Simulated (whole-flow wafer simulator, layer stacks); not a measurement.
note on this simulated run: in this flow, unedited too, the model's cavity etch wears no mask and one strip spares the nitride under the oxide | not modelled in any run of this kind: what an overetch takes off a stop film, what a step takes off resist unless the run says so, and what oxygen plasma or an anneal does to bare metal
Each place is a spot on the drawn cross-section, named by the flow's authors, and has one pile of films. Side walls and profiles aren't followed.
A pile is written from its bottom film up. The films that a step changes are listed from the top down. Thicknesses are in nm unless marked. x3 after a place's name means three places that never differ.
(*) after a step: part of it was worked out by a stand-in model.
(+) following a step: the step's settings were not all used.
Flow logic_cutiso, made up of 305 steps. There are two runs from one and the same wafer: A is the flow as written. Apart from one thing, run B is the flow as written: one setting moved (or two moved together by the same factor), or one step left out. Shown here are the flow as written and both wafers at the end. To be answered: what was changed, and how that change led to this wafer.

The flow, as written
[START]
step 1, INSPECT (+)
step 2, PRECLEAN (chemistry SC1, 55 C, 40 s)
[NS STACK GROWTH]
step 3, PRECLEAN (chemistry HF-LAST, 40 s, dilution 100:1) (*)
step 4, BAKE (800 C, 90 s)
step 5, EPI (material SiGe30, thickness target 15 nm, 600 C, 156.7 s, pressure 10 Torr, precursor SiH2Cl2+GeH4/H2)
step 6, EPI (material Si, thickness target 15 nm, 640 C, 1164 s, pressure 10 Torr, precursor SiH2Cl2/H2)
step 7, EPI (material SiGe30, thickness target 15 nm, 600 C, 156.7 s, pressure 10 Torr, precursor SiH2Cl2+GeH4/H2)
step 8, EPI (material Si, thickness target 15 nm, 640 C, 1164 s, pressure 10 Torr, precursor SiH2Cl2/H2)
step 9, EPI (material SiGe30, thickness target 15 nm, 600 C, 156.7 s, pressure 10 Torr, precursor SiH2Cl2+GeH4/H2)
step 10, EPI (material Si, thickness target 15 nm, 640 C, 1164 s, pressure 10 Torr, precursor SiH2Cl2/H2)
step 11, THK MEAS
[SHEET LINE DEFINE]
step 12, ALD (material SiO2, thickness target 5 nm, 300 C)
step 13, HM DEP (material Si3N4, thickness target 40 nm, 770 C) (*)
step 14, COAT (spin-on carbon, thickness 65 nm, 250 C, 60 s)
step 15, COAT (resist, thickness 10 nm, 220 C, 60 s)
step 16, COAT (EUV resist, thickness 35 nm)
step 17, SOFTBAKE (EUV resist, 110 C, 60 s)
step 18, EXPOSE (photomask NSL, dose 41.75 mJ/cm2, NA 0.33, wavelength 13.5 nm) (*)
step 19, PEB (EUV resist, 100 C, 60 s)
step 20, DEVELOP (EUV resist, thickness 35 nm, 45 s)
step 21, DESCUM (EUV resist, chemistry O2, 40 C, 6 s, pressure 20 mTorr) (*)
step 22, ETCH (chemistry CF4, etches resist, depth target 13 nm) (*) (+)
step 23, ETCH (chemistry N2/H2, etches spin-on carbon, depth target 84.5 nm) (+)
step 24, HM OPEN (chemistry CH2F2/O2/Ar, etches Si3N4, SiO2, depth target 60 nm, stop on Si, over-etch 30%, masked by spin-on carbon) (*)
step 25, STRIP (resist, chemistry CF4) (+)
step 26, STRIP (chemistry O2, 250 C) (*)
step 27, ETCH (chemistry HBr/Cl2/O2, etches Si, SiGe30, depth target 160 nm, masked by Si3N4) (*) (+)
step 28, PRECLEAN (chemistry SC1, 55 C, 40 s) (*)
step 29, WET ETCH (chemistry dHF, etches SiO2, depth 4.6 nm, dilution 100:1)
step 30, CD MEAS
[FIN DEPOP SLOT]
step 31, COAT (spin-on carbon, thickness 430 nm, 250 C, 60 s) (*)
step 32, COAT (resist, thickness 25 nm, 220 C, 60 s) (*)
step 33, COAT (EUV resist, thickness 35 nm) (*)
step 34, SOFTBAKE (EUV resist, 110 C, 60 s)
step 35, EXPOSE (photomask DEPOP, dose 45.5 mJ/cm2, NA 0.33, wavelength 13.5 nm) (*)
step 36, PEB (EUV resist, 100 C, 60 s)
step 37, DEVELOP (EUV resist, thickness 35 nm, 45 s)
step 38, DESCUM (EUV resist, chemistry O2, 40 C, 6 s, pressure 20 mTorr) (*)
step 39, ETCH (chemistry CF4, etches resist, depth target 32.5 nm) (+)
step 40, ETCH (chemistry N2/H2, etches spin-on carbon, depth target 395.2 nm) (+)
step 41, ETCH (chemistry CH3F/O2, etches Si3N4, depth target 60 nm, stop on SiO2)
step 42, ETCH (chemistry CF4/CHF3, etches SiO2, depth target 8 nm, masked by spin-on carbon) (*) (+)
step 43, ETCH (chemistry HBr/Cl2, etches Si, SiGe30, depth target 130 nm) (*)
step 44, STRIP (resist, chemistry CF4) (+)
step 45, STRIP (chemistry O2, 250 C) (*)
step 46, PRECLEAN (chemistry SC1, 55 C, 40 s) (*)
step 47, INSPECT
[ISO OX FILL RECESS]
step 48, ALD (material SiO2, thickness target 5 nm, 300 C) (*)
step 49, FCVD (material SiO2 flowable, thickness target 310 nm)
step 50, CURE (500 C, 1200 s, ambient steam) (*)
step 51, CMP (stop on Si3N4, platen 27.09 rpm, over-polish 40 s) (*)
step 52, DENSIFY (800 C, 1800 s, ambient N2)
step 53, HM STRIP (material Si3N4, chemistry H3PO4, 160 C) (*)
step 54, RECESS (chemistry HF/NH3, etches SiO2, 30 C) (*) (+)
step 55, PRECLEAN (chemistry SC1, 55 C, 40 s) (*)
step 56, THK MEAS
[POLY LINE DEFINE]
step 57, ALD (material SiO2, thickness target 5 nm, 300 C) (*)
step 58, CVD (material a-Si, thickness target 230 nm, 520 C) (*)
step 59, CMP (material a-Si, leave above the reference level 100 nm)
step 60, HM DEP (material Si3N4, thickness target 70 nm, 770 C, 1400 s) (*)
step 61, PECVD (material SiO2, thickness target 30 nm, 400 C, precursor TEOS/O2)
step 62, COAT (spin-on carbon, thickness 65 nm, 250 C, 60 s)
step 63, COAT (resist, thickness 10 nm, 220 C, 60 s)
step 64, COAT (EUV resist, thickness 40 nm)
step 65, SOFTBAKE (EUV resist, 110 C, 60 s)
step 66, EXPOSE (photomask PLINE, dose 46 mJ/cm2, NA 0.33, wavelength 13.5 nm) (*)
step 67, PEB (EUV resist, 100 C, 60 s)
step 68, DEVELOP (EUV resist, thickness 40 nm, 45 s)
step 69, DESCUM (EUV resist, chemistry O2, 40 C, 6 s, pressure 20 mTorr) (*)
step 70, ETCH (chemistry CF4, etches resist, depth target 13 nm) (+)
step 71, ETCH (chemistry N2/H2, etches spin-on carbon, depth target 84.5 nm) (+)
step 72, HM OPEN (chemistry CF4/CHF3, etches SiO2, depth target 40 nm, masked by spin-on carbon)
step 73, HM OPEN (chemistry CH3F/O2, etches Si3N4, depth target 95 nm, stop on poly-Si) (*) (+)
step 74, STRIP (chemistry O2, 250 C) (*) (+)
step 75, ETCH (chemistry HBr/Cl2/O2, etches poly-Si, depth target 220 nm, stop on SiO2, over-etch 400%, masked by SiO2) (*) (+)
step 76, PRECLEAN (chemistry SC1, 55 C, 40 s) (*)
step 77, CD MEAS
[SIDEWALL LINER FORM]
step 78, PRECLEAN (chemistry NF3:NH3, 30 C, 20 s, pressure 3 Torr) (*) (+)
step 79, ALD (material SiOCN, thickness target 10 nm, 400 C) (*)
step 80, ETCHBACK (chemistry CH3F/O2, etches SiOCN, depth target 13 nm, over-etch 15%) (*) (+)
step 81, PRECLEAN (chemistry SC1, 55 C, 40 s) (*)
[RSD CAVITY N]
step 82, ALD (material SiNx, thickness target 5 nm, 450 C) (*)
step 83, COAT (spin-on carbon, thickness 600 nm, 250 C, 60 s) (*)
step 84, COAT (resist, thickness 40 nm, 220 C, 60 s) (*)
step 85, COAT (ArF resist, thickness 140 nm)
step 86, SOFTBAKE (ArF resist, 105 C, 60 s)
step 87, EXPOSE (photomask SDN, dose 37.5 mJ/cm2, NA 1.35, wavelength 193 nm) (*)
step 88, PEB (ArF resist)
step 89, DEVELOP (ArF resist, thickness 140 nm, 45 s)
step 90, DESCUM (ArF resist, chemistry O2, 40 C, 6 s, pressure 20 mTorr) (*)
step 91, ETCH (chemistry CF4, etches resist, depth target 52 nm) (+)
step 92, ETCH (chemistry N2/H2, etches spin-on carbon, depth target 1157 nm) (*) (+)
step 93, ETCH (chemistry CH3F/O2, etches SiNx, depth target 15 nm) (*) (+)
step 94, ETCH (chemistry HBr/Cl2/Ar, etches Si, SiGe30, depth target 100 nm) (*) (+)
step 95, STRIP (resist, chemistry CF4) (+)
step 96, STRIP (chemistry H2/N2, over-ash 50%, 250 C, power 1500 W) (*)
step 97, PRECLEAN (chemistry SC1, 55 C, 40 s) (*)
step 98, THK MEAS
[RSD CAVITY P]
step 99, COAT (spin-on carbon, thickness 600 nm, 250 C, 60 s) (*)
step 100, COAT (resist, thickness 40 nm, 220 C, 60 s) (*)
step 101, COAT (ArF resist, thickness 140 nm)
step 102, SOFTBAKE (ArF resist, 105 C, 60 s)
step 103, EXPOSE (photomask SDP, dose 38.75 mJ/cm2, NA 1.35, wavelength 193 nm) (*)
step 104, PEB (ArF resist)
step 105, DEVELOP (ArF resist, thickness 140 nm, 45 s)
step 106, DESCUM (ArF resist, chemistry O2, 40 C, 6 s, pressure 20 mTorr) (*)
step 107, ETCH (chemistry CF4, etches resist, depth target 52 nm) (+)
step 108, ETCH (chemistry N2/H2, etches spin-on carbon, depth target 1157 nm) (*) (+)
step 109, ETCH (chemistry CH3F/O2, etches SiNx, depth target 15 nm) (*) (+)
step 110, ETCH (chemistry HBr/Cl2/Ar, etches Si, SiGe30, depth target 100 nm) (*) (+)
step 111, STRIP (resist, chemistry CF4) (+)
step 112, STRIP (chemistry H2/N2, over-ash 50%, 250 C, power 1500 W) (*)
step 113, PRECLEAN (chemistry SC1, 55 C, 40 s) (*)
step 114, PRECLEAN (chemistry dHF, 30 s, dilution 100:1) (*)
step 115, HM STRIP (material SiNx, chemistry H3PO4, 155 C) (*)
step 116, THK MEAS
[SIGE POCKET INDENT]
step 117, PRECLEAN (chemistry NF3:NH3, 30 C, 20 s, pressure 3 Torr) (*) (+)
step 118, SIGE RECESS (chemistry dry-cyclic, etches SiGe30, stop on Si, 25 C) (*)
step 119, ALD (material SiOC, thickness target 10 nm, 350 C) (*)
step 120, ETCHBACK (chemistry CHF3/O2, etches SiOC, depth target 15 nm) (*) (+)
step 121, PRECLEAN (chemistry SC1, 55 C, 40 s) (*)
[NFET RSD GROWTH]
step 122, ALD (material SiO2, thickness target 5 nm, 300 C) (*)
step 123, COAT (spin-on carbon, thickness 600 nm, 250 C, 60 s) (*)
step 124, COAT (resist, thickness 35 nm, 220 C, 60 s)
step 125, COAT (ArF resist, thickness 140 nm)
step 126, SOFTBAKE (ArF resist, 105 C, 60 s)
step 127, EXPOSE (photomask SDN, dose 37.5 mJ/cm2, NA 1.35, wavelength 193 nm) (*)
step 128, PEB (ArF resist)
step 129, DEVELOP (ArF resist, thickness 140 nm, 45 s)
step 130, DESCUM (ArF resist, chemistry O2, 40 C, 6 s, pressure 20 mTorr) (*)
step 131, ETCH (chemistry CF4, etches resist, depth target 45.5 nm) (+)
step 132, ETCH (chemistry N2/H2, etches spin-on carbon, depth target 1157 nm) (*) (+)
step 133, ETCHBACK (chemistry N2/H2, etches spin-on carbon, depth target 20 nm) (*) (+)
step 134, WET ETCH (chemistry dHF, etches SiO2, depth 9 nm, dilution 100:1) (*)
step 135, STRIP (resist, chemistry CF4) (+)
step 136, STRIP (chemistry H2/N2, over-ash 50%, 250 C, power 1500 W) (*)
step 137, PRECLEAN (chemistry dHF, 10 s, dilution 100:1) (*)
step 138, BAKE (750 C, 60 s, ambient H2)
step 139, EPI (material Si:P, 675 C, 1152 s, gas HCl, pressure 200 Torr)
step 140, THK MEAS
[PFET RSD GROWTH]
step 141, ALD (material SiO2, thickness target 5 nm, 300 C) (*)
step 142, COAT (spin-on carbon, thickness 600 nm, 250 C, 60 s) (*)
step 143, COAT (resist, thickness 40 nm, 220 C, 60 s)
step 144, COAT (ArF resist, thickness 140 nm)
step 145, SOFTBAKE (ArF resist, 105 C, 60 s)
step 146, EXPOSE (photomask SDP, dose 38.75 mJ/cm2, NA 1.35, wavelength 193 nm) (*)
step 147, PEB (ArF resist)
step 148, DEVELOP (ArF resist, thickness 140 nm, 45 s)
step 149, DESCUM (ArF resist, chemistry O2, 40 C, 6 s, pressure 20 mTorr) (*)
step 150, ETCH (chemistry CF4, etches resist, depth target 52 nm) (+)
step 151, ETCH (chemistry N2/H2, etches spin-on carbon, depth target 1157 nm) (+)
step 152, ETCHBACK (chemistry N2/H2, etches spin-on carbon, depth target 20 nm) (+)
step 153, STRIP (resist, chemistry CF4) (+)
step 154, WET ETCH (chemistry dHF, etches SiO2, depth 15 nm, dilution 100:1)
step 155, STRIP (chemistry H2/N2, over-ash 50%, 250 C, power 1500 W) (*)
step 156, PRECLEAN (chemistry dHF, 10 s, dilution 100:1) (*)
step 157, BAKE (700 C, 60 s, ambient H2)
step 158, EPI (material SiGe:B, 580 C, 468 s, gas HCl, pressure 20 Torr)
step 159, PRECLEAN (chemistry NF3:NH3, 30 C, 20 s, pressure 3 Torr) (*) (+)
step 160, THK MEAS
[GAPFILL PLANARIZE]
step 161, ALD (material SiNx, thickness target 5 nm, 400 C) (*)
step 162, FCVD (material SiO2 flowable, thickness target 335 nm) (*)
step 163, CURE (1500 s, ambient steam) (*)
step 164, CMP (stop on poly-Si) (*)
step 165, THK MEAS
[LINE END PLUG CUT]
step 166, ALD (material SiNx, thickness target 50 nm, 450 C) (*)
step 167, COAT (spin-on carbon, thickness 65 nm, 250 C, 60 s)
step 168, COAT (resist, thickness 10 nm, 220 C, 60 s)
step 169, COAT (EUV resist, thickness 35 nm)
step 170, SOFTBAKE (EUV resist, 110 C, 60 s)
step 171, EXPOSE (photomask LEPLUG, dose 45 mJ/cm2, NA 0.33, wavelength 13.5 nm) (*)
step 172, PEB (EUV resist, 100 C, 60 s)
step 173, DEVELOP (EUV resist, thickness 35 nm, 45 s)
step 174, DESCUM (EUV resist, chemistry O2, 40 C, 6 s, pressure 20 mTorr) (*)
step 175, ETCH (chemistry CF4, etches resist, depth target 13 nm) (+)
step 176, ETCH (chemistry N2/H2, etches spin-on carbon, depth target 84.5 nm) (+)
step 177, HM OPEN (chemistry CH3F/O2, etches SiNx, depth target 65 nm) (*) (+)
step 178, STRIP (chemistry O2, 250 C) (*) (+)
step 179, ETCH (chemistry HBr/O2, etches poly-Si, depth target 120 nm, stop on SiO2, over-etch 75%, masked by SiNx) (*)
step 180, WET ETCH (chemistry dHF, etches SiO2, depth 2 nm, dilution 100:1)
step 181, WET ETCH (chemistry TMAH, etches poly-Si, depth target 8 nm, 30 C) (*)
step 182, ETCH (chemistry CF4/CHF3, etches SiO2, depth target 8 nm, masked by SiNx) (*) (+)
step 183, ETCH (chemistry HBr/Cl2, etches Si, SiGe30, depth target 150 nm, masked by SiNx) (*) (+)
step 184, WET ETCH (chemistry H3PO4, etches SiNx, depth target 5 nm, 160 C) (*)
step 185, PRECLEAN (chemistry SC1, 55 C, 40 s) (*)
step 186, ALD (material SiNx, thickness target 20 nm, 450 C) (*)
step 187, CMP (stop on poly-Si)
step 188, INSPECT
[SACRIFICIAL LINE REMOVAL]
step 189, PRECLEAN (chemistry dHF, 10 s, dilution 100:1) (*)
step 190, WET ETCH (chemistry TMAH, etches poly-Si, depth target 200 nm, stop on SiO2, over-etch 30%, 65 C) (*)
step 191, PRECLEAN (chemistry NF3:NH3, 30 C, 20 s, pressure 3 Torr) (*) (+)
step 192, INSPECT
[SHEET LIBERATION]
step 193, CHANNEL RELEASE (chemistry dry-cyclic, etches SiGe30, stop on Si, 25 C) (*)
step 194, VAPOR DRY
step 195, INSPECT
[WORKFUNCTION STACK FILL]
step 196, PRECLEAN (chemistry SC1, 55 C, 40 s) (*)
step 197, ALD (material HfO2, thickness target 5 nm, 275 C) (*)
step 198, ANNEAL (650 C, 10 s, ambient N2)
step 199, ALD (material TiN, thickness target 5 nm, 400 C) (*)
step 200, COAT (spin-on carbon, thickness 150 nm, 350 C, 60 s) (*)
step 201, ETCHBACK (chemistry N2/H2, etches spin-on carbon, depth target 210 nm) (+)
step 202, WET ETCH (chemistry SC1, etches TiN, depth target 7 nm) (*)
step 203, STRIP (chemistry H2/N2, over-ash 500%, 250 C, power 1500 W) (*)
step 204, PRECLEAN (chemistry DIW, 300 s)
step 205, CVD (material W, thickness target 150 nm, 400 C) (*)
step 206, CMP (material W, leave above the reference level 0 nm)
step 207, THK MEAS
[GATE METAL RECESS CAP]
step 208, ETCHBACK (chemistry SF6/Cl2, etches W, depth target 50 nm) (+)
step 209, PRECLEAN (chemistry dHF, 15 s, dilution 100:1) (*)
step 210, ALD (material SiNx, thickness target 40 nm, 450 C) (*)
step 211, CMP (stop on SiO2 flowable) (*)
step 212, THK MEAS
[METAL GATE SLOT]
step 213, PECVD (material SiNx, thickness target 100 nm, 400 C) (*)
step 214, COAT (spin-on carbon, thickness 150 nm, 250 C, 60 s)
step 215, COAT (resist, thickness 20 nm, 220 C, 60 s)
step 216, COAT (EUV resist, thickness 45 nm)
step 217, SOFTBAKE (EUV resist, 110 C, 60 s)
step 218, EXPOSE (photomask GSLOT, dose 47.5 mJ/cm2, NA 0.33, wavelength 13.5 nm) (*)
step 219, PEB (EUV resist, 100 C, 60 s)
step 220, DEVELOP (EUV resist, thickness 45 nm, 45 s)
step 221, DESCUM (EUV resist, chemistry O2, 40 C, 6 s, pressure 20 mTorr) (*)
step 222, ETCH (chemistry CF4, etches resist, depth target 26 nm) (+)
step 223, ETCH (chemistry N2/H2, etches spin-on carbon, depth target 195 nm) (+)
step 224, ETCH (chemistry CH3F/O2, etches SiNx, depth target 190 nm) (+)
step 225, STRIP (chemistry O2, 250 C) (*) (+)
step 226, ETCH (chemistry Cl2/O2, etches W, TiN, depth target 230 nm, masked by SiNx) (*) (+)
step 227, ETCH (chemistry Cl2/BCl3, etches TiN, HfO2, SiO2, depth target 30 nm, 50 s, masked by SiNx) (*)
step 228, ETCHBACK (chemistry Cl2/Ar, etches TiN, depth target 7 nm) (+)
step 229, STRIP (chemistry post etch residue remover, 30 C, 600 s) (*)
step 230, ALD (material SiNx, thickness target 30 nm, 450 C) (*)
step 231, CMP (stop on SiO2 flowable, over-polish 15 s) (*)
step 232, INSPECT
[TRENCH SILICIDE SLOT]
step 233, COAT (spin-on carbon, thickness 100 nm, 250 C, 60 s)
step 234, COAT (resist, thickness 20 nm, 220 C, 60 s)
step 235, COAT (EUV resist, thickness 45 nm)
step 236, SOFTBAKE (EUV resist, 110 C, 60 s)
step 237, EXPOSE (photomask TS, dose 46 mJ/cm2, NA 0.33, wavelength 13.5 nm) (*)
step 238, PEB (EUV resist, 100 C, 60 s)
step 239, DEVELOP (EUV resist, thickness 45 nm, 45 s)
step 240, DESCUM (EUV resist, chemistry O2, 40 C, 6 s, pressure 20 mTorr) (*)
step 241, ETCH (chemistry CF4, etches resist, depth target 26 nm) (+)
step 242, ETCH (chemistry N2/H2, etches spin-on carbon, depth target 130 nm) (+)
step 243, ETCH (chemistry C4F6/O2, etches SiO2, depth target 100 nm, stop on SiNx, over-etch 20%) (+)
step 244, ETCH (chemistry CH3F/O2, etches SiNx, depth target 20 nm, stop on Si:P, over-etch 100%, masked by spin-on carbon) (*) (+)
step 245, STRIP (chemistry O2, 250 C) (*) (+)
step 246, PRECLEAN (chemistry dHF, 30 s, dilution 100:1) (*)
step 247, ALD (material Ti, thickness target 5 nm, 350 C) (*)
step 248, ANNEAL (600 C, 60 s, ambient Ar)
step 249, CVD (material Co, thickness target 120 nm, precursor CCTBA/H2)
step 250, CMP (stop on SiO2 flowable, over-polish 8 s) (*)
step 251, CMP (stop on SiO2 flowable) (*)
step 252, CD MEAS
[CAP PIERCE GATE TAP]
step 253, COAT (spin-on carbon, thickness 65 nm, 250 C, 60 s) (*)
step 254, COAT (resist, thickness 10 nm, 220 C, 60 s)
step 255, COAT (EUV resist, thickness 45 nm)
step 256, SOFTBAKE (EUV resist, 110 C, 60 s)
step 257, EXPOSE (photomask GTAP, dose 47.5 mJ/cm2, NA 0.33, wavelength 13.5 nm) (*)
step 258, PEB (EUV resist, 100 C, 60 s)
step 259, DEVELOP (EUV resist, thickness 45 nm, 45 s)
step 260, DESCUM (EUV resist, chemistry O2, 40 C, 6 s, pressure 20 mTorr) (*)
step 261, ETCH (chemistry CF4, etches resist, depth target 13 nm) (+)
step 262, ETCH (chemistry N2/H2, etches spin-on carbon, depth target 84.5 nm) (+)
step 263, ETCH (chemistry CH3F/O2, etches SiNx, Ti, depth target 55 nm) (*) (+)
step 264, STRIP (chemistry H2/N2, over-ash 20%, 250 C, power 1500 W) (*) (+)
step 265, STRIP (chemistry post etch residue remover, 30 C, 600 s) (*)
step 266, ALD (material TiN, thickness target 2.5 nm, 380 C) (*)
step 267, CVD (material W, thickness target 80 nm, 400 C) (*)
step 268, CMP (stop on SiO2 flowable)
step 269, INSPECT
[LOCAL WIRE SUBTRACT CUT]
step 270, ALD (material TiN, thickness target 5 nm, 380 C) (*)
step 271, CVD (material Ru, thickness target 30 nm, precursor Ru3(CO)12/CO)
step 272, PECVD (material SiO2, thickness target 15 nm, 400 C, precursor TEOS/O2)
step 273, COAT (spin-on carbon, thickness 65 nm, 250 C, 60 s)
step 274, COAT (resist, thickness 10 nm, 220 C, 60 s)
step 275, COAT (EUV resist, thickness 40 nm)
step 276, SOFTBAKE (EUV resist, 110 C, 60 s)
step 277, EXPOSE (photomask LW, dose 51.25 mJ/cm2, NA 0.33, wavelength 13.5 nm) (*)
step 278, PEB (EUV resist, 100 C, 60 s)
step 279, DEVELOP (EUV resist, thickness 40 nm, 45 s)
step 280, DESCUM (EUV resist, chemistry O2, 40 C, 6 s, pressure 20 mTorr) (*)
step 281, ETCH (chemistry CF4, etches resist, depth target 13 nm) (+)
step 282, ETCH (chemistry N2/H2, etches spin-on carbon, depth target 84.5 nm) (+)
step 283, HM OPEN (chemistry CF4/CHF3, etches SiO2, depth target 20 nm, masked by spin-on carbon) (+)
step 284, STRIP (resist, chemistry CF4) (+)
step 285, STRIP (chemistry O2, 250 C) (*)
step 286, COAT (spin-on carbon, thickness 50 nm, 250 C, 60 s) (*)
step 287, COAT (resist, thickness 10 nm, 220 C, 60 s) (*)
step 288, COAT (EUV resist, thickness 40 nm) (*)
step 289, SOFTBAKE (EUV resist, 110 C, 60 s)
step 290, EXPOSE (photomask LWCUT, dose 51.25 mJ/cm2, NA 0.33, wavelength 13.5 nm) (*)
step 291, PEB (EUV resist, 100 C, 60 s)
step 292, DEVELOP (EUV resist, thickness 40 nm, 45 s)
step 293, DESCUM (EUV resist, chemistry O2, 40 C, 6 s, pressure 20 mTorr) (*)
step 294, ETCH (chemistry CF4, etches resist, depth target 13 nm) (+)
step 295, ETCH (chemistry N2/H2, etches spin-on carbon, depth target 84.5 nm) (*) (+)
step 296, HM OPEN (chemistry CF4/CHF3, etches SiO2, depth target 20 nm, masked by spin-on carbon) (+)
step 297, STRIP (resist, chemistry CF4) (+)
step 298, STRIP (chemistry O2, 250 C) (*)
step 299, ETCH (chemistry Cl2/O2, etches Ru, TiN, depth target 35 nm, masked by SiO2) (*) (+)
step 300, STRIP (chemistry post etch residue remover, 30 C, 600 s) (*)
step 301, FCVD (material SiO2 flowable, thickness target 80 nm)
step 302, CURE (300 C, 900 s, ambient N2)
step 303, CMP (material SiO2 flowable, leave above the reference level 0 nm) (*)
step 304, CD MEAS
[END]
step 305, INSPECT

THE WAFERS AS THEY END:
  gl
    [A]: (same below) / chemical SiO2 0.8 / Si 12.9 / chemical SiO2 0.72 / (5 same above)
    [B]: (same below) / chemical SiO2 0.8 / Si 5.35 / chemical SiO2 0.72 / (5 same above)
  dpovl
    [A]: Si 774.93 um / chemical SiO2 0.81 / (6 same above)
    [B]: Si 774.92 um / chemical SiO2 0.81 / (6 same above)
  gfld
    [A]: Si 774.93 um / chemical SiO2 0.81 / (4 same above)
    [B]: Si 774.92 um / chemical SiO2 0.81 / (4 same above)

Cause: step 10, EPI: thickness target 7.5 nm was run, whereas the flow has thickness target 15 nm; step 10, EPI: 582.2 s was run, where the flow has 1164 s.

The path from the change to this, step by step:
  step 10, EPI (material Si, thickness target 15 nm, 640 C, 1164 s, pressure 10 Torr, precursor SiH2Cl2/H2)
      depop, dpovl, gfld and 19 more: A Si gains 15 (new film) | B Si gains 7.5 (new film)
  step 27, ETCH (chemistry HBr/Cl2/O2, etches Si, SiGe30, depth target 160 nm, masked by Si3N4) (*) (+)
      gfld, gxf, iso, lnri: A chemical SiO2 loses 0.79 (all of it), Si loses 11.4 (all of it), SiGe30 loses 15 (all of it), Si loses 15 (all of it), SiGe30 loses 15 (all of it), Si loses 15 (all of it), SiGe30 loses 15 (all of it), Si loses 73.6 | B chemical SiO2 loses 0.79 (all of it), Si loses 3.85 (all of it), SiGe30 loses 15 (all of it), Si loses 15 (all of it), SiGe30 loses 15 (all of it), Si loses 15 (all of it), SiGe30 loses 15 (all of it), Si loses 81.1
      dpovl, nsgap: A chemical SiO2 loses 0.79 (all of it), Si loses 11.8 (all of it), SiGe30 loses 15 (all of it), Si loses 15 (all of it), SiGe30 loses 15 (all of it), Si loses 15 (all of it), SiGe30 loses 15 (all of it), Si loses 73.2 | B chemical SiO2 loses 0.79 (all of it), Si loses 4.25 (all of it), SiGe30 loses 15 (all of it), Si loses 15 (all of it), SiGe30 loses 15 (all of it), Si loses 15 (all of it), SiGe30 loses 15 (all of it), Si loses 80.7
      (as well as at 1 more place)
  step 43, ETCH (chemistry HBr/Cl2, etches Si, SiGe30, depth target 130 nm) (*)
      depop: A Si loses 14 (all of it), SiGe30 loses 15 (all of it), Si loses 15 (all of it), SiGe30 loses 15 (all of it), Si loses 15 (all of it), SiGe30 loses 15 (all of it), Si loses 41 | B Si loses 6.52 (all of it), SiGe30 loses 15 (all of it), Si loses 15 (all of it), SiGe30 loses 15 (all of it), Si loses 15 (all of it), SiGe30 loses 15 (all of it), Si loses 48.5
  step 94, ETCH (chemistry HBr/Cl2/Ar, etches Si, SiGe30, depth target 100 nm) (*) (+)
      rsdn, rsdx: A chemical SiO2 loses 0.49 (all of it), Si loses 12.8 (all of it), SiGe30 loses 15 (all of it), Si loses 15 (all of it), SiGe30 loses 15 (all of it), Si loses 15 (all of it), SiGe30 loses 15 (all of it), Si loses 12.2 | B chemical SiO2 loses 0.49 (all of it), Si loses 5.32 (all of it), SiGe30 loses 15 (all of it), Si loses 15 (all of it), SiGe30 loses 15 (all of it), Si loses 15 (all of it), SiGe30 loses 15 (all of it), Si loses 19.7
  step 110, ETCH (chemistry HBr/Cl2/Ar, etches Si, SiGe30, depth target 100 nm) (*) (+)
      rsdp, rsdw: A chemical SiO2 loses 0.49 (all of it), Si loses 12.8 (all of it), SiGe30 loses 15 (all of it), Si loses 15 (all of it), SiGe30 loses 15 (all of it), Si loses 15 (all of it), SiGe30 loses 15 (all of it), Si loses 12.2 | B chemical SiO2 loses 0.49 (all of it), Si loses 5.32 (all of it), SiGe30 loses 15 (all of it), Si loses 15 (all of it), SiGe30 loses 15 (all of it), Si loses 15 (all of it), SiGe30 loses 15 (all of it), Si loses 19.7
  step 183, ETCH (chemistry HBr/Cl2, etches Si, SiGe30, depth target 150 nm, masked by SiNx) (*) (+)
      plug: A Si loses 13.6 (all of it), SiGe30 loses 15 (all of it), Si loses 15 (all of it), SiGe30 loses 15 (all of it), Si loses 15 (all of it), SiGe30 loses 15 (all of it), Si loses 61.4 | B Si loses 6.05 (all of it), SiGe30 loses 15 (all of it), Si loses 15 (all of it), SiGe30 loses 15 (all of it), Si loses 15 (all of it), SiGe30 loses 15 (all of it), Si loses 68.9
